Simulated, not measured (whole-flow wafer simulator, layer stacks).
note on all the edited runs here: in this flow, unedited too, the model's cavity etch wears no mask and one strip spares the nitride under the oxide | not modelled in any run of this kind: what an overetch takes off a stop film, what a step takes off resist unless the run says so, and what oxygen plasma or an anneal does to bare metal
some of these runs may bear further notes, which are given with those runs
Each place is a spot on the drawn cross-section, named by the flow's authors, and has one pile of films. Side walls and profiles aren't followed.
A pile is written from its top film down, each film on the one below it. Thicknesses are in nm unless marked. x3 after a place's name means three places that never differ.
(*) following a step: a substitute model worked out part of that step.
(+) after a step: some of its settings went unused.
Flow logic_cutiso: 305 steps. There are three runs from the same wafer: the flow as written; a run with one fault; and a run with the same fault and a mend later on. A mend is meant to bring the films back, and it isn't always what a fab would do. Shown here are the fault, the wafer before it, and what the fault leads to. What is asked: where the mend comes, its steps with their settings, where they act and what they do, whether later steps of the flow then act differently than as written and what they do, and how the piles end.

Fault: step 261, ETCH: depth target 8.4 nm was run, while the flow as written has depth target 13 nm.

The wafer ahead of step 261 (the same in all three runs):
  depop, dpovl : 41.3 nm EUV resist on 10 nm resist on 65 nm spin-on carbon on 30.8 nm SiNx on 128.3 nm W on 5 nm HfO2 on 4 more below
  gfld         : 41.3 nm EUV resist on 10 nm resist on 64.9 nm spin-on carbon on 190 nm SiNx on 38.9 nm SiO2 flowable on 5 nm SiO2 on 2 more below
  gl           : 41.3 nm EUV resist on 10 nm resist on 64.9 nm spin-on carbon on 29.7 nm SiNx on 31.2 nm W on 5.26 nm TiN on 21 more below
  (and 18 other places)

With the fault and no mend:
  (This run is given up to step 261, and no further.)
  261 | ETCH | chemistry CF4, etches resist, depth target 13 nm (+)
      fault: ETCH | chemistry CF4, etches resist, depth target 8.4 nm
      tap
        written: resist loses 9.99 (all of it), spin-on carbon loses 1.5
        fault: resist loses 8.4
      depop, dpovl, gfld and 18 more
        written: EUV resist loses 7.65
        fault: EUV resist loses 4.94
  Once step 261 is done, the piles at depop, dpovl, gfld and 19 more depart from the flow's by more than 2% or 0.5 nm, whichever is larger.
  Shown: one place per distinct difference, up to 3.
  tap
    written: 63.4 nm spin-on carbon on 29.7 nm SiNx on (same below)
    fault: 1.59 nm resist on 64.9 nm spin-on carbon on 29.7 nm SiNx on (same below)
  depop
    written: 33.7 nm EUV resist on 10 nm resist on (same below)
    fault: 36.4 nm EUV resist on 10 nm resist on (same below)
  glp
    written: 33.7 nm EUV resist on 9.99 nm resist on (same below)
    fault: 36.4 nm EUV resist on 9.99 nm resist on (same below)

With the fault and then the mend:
  After step 261 comes the mend.
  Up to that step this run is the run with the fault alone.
  261a | ETCH | chemistry CF4, etches resist, depth target 4.6 nm (*) (+) (the flow's step 261 again, with other settings)
      depop, dpovl, gfld and 18 more
        EUV resist loses 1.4
      tap
        resist loses 1.59 (all of it), spin-on carbon loses 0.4
  Later steps of the flow acting differently than as written (2 more steps, not shown, differ only slightly: by at most 2% or 0.5 nm, whichever is larger):
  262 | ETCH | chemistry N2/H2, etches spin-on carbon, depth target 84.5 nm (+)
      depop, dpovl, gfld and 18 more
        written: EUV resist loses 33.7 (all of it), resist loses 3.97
        mend: EUV resist loses 35 (all of it), resist loses 3.91
  The piles end the same as the flow's at every place that both follow.
